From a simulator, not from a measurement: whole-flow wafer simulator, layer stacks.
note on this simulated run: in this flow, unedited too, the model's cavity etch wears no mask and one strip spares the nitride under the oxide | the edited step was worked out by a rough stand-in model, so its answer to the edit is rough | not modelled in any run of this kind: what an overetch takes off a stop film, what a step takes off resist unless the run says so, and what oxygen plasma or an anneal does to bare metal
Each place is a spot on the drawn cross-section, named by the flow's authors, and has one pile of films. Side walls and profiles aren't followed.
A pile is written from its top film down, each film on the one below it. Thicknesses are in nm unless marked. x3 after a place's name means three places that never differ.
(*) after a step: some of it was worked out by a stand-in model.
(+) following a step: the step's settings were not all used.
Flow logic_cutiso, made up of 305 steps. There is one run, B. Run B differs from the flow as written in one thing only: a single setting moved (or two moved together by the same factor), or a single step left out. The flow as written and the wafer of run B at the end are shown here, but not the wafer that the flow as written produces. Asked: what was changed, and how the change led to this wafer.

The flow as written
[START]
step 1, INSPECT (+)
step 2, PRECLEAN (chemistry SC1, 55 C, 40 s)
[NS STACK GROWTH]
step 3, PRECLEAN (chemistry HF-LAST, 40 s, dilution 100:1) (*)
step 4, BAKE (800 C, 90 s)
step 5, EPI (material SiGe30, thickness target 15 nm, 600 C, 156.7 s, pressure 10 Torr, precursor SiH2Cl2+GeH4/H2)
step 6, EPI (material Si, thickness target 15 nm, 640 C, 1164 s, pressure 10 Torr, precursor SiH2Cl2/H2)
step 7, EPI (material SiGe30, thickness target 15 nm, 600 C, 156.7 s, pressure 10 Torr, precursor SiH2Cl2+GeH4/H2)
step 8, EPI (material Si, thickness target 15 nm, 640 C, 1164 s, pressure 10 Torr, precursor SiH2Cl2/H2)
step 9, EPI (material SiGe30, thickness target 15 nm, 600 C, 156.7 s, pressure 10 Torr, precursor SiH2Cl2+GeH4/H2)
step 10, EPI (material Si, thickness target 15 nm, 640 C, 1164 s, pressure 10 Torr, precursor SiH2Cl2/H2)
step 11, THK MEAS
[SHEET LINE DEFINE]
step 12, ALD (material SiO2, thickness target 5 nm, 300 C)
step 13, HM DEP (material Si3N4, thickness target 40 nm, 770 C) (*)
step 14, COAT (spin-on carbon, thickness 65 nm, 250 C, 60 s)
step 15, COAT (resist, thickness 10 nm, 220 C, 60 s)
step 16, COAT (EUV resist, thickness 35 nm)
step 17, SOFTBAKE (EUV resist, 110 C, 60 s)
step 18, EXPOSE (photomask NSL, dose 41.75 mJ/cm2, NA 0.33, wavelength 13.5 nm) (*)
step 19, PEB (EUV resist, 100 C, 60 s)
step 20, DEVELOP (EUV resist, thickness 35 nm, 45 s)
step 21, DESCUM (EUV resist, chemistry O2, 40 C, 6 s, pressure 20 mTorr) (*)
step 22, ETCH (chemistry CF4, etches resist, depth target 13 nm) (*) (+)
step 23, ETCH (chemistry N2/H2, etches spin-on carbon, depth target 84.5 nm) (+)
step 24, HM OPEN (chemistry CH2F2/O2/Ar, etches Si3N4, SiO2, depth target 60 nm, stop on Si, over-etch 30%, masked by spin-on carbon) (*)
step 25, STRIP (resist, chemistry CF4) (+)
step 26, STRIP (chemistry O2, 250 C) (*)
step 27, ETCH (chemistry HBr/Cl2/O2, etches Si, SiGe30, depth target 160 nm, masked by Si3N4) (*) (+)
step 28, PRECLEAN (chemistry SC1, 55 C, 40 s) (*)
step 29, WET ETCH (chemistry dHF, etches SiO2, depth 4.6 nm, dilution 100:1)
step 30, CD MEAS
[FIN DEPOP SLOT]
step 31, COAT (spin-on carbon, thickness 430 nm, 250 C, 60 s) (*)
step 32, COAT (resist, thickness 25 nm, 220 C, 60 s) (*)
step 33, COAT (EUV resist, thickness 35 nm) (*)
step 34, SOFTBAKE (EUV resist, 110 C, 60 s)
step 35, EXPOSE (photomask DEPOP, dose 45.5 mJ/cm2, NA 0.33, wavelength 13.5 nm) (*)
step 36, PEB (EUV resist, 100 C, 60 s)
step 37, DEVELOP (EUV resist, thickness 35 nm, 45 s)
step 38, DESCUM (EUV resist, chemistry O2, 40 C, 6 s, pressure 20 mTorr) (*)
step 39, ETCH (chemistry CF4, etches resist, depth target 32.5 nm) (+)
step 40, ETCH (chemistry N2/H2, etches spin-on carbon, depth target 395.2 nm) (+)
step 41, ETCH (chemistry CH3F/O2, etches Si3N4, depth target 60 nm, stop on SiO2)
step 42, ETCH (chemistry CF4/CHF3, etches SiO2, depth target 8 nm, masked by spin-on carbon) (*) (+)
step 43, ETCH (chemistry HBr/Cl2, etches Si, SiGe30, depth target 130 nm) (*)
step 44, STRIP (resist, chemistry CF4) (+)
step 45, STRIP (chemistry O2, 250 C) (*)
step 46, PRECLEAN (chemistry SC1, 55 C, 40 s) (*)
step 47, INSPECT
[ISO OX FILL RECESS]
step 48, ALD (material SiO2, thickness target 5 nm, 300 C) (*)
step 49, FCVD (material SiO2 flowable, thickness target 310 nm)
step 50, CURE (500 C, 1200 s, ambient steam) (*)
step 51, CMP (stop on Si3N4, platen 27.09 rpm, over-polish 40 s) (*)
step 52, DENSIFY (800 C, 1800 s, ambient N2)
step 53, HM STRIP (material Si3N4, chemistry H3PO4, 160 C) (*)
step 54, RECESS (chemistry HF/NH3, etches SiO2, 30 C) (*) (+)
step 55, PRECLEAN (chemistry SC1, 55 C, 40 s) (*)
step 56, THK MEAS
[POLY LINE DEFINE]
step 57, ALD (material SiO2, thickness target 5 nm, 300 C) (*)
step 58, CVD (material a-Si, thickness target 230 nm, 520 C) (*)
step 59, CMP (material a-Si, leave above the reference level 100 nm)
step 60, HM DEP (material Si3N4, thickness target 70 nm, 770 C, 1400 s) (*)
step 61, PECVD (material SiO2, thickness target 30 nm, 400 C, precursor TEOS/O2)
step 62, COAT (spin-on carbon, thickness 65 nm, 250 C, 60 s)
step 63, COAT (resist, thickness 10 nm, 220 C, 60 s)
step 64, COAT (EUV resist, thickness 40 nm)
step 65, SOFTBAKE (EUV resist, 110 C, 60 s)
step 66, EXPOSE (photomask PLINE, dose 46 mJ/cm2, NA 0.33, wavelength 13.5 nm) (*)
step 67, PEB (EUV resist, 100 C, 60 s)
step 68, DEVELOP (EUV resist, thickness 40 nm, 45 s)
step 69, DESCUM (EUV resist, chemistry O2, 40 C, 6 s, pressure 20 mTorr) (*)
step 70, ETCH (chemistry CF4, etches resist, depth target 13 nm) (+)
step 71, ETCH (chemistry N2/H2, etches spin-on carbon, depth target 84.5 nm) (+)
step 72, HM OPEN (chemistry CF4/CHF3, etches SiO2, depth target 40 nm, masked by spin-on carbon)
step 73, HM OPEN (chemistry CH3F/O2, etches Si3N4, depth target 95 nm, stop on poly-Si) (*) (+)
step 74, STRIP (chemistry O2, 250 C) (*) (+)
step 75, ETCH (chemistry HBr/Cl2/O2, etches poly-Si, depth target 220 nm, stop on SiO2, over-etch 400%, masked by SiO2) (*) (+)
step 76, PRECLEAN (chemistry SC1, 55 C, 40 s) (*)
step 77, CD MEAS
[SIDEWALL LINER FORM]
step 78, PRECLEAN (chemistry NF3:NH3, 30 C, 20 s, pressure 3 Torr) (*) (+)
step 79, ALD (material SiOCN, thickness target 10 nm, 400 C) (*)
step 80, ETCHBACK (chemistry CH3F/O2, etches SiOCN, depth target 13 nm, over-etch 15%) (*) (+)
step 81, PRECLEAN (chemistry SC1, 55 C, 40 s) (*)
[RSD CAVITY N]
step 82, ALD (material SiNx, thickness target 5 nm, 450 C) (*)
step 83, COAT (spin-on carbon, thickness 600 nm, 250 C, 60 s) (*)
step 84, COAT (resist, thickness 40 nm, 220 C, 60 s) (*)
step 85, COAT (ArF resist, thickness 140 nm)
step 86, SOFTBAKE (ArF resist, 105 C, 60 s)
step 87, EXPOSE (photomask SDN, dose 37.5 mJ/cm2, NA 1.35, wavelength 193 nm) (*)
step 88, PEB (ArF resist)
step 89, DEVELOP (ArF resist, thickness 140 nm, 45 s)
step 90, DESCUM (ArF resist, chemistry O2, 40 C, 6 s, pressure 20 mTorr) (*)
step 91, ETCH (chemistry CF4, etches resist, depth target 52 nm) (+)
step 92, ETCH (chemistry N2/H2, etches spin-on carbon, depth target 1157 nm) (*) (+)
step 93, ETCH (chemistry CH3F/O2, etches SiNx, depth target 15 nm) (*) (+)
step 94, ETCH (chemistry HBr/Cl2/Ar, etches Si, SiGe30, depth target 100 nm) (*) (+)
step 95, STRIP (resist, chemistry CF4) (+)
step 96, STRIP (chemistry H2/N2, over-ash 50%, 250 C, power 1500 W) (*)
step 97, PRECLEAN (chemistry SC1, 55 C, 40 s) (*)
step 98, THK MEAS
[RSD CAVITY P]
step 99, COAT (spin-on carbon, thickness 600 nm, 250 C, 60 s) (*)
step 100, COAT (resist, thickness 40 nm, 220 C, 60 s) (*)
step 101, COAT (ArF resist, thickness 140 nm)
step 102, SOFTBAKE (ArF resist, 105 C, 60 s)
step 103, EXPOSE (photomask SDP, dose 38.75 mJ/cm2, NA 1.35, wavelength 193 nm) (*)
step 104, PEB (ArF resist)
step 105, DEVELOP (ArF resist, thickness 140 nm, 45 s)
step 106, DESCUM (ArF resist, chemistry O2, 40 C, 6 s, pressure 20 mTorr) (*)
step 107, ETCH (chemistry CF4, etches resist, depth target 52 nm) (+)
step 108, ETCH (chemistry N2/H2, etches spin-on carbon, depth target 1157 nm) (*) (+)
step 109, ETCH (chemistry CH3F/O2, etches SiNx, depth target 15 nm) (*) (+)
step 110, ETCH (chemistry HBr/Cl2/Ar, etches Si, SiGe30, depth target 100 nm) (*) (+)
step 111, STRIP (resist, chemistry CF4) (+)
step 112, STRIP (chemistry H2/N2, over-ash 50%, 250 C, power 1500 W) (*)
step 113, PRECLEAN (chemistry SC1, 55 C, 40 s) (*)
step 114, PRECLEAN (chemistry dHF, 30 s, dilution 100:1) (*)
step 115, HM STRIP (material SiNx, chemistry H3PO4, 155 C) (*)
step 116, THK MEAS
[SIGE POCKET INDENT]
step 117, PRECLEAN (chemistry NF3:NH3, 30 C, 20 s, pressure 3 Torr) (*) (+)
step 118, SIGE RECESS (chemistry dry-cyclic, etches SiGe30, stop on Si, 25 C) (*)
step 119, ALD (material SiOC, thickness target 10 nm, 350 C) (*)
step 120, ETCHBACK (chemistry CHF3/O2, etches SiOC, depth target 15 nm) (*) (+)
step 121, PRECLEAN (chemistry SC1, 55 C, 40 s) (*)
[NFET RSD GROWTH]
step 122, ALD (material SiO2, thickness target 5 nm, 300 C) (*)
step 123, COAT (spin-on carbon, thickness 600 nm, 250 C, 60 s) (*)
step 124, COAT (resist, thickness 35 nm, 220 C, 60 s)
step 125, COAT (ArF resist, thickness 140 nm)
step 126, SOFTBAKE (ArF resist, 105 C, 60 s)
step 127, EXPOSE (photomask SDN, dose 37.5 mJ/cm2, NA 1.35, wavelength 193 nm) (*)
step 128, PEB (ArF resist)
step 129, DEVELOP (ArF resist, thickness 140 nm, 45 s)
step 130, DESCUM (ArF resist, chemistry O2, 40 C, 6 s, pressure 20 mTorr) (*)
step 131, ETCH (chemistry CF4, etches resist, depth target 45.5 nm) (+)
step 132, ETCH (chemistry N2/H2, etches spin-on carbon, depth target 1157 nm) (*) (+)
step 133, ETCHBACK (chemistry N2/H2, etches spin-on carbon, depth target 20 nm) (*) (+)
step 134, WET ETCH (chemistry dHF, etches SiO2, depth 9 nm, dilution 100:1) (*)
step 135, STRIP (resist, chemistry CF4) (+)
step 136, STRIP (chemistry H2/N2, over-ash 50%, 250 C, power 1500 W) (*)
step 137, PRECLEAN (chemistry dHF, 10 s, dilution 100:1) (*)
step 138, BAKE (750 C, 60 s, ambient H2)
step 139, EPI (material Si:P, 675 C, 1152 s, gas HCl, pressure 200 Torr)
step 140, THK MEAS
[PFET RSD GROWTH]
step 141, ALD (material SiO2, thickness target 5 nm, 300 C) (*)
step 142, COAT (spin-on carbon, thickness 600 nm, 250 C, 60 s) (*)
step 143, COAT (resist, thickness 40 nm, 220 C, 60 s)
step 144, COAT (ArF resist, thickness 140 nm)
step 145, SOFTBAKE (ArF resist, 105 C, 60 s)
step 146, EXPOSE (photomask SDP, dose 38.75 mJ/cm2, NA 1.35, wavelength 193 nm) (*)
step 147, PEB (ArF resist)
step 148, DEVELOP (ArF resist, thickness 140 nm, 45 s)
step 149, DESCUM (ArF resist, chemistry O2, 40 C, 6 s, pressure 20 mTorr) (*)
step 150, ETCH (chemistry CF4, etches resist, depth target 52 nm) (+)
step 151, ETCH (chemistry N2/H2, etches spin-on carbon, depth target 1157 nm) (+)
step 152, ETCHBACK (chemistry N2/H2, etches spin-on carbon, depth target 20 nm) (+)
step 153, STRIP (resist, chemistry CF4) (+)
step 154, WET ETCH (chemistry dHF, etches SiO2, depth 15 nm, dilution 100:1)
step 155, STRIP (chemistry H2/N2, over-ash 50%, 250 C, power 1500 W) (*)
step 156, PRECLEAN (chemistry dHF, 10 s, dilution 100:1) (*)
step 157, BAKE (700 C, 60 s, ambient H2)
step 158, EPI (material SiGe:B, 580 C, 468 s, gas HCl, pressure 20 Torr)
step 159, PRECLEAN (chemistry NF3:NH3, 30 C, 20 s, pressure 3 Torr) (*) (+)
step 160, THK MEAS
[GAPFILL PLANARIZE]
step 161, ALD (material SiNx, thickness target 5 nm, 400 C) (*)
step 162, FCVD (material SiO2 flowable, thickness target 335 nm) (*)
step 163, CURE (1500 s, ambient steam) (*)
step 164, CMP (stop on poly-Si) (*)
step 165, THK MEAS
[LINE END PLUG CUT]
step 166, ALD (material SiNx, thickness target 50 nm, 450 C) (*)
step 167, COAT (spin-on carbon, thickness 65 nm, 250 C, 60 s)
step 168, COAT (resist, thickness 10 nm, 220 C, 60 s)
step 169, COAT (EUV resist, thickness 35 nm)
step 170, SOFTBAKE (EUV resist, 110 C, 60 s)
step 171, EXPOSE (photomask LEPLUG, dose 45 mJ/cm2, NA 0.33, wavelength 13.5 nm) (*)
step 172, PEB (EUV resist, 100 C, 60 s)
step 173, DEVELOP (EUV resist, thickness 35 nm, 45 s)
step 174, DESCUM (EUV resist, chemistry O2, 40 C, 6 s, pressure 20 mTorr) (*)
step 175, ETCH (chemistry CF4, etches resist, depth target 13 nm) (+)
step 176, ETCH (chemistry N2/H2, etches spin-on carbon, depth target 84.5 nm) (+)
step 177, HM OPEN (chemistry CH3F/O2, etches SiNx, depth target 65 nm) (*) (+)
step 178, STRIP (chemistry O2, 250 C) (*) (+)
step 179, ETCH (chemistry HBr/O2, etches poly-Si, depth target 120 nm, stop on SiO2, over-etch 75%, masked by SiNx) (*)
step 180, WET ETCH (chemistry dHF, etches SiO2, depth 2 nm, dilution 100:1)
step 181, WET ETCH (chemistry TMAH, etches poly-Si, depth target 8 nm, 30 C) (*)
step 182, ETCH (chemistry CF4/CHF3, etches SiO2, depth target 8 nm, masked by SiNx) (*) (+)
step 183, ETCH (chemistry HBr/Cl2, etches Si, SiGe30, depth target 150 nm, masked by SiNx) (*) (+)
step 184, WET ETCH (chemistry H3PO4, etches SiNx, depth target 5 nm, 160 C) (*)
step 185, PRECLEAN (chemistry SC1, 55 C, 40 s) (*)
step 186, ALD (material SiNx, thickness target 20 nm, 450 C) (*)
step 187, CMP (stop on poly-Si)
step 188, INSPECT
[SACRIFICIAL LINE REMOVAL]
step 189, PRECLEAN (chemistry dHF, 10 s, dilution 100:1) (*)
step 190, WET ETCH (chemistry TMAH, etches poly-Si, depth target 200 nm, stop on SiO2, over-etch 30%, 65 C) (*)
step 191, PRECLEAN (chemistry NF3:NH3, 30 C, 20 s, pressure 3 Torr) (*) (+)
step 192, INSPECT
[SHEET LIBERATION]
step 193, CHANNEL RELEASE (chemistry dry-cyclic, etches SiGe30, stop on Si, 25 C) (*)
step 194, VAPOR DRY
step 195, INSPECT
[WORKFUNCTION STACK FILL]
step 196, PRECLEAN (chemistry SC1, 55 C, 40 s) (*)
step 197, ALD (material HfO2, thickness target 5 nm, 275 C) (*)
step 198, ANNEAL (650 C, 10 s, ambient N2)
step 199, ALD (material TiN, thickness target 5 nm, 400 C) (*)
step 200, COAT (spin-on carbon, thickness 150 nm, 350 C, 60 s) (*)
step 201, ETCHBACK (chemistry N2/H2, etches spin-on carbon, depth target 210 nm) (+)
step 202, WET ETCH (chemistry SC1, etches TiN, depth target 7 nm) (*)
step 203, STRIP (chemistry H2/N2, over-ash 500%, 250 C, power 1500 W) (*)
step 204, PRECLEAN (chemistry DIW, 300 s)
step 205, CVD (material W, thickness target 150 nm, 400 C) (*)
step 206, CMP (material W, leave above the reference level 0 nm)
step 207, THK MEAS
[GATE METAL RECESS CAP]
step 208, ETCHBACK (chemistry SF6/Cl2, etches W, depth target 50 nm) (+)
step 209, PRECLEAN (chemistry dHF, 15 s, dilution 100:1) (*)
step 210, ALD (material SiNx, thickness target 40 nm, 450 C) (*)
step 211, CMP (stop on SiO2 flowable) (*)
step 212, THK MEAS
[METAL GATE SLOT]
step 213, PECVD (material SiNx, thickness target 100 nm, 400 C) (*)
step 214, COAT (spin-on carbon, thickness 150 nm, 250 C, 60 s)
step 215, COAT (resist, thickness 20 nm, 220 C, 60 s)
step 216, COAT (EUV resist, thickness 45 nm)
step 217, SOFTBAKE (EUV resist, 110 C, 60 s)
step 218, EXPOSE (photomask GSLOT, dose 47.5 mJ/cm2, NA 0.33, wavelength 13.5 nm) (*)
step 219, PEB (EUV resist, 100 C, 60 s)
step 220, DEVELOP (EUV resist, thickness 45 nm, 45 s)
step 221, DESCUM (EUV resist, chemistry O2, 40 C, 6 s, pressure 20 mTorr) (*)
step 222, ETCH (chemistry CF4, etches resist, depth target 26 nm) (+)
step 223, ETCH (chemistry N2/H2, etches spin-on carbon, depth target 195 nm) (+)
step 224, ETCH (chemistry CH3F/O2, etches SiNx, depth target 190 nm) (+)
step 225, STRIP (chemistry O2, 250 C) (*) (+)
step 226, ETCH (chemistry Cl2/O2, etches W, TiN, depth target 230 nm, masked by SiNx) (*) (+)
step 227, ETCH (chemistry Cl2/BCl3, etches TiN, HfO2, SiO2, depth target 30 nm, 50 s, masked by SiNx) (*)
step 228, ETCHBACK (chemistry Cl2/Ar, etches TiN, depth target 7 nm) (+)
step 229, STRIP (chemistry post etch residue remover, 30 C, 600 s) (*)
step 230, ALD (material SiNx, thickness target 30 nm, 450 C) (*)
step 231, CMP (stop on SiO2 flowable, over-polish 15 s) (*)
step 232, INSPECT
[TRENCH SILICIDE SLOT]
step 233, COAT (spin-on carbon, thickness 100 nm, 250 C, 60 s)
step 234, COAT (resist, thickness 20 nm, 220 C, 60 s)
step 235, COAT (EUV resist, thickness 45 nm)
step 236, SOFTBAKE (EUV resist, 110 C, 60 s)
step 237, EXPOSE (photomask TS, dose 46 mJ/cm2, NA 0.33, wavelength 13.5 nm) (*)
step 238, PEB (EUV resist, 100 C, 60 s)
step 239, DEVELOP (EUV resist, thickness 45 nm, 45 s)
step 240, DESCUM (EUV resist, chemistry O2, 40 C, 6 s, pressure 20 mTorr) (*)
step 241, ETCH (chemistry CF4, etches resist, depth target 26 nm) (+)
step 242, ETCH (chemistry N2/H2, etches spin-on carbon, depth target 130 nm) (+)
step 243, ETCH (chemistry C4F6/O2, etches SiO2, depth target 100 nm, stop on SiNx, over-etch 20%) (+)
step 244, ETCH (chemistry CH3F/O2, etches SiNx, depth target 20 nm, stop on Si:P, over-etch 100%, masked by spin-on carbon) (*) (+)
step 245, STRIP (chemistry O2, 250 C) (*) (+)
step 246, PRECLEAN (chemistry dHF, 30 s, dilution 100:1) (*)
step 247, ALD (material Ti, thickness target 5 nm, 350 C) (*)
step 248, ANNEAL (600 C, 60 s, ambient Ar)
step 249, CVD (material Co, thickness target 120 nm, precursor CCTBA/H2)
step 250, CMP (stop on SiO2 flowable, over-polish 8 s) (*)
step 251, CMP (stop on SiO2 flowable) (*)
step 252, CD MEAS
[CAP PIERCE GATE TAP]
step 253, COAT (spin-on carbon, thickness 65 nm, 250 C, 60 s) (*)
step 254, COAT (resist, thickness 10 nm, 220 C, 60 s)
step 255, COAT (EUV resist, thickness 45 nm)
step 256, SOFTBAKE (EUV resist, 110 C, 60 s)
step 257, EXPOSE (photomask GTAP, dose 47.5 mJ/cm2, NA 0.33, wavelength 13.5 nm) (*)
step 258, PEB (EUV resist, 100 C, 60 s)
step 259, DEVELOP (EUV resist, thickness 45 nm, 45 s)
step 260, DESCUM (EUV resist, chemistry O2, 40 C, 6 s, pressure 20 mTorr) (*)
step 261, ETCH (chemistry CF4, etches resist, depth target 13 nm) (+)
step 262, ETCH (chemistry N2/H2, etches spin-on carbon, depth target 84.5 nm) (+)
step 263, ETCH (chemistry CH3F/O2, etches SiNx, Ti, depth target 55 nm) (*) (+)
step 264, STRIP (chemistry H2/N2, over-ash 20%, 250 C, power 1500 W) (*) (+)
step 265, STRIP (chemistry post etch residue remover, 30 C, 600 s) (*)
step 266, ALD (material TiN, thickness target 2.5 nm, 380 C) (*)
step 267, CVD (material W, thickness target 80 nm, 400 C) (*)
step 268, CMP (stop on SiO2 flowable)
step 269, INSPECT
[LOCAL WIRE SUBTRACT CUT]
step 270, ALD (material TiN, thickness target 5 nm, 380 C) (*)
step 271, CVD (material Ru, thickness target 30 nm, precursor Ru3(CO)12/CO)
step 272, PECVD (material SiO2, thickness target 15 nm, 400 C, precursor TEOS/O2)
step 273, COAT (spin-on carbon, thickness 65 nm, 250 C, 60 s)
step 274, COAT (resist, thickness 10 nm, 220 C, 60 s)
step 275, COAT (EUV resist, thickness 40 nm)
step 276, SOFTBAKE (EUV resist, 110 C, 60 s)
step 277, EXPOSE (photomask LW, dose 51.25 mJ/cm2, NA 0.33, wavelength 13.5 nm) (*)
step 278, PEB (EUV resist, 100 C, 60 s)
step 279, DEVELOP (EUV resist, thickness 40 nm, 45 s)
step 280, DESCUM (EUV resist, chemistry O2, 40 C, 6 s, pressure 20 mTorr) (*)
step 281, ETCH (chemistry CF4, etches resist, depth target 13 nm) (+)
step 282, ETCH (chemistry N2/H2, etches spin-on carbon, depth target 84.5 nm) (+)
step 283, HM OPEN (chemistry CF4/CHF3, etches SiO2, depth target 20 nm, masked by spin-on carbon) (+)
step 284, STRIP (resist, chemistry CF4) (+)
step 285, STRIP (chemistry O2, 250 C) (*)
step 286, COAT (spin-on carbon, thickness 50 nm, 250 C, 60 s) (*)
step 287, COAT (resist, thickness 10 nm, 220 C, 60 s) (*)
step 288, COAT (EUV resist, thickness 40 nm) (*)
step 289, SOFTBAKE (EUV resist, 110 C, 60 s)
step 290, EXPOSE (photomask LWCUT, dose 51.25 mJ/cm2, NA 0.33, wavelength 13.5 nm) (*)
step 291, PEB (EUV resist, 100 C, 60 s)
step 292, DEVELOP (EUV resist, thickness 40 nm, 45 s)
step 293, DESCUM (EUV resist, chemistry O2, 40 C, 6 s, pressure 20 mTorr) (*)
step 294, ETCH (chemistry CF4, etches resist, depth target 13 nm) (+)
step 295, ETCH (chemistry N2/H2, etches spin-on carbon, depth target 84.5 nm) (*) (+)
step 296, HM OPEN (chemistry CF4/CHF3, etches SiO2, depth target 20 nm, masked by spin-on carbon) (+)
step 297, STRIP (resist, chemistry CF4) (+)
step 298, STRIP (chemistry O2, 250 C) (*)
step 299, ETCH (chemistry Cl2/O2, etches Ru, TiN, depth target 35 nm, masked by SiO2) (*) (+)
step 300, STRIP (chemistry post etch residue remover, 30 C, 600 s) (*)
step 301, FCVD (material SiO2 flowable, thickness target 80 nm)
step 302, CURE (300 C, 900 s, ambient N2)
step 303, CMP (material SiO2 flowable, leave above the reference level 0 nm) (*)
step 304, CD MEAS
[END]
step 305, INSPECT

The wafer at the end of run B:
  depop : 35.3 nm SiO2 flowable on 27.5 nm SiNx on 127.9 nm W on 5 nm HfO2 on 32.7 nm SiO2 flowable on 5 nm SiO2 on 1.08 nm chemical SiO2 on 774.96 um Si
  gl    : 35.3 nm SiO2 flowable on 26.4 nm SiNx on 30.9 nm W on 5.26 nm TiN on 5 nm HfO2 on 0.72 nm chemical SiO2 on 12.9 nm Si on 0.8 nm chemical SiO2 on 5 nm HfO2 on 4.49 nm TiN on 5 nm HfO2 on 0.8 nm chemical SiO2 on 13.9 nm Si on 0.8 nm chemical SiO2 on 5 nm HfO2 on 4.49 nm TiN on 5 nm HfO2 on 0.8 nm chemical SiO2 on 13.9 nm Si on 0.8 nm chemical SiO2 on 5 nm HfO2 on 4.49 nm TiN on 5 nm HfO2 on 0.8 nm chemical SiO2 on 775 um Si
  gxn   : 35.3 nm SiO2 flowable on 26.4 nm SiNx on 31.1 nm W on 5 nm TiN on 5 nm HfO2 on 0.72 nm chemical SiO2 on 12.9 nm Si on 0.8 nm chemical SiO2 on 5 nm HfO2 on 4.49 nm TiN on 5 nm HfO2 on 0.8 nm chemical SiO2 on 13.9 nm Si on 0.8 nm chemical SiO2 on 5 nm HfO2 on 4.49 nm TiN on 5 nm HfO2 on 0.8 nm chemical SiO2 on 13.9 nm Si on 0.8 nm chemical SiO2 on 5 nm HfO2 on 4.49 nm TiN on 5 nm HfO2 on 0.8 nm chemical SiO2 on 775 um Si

What caused this: step 162, FCVD: thickness target 485.8 nm was run, though the flow has thickness target 335 nm.

The path from the change to this, step by step:
  step 162, FCVD (material SiO2 flowable, thickness target 335 nm) (*)
      depop, dpovl, isow, ns, nsgap: +485.8 SiO2 flowable (new film) (as written it would have been: +335 SiO2 flowable (new film))
      rsdn, rsdp, rsdw, rsdx: +574.7 SiO2 flowable (new film) (as written it would have been: +423.9 SiO2 flowable (new film))
      (and at 13 other places as well)
  step 163, CURE (1500 s, ambient steam) (*)
      depop, dpovl, isow, ns, nsgap: -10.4 SiO2 flowable (as written it would have been: -8.24 SiO2 flowable)
      gfld, iso, lnri: -9.83 SiO2 flowable (as written it would have been: -7.46 SiO2 flowable)
      (and at 14 other places as well)
  step 164, CMP (stop on poly-Si) (*)
      depop, dpovl, isow, ns, nsgap: -475.4 SiO2 flowable (all of it), -5 SiNx (all of it), -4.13 SiO2 (all of it), -70 Si3N4 (all of it) (as written it would have been: -326.8 SiO2 flowable (all of it), -5 SiNx (all of it), -4.13 SiO2 (all of it), -70 Si3N4 (all of it))
      iso, rsdn, rsdp, rsdx: -479.4 SiO2 flowable (as written it would have been: -331 SiO2 flowable)
      (and at 13 other places as well)
  step 209, PRECLEAN (chemistry dHF, 15 s, dilution 100:1) (*)
      iso: -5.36 SiO2 flowable (as written it would have been: -4.73 SiO2 flowable)
  step 211, CMP (stop on SiO2 flowable) (*)
      depop, dpovl, isow, ns, nsgap: -1.11 SiNx (as written it would have been: -0.61 SiNx)
  step 246, PRECLEAN (chemistry dHF, 30 s, dilution 100:1) (*)
      iso: -10.5 SiO2 flowable (as written it would have been: -9.13 SiO2 flowable)
      rsdx: -9.63 SiO2 flowable (as written it would have been: -8.73 SiO2 flowable)
  step 250, CMP (stop on SiO2 flowable, over-polish 8 s) (*)
      rsdx: -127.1 Co (as written it would have been: -127.9 Co (all of it))
  step 251, CMP (stop on SiO2 flowable) (*)
      rsdx: -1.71 Co (all of it), -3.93 Ti (as written it would have been: -5 Ti (all of it))
      iso: -2.58 Co (all of it), -3.07 Ti (as written it would have been: -1.22 Co (all of it), -4.34 Ti)
  step 265, STRIP (chemistry post etch residue remover, 30 C, 600 s) (*)
      rsdx: -1.07 Ti (all of it) (as written it would have been: nothing)
      iso: -1.93 Ti (all of it) (as written it would have been: -0.66 Ti (all of it))
  step 268, CMP (stop on SiO2 flowable)
      depop, dpovl, gfld and 9 more: -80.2 W (all of it), -2.5 TiN (all of it), -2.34 SiNx (as written it would have been: -80.2 W (all of it), -2.5 TiN (all of it), -0.98 SiNx)
      lnr, lnri, lnrp, lnrt: -80 W (all of it), -2.5 TiN (all of it), -2.58 SiOCN (as written it would have been: -80 W (all of it), -2.5 TiN (all of it), -1.22 SiOCN)
      (and at 3 other places as well)
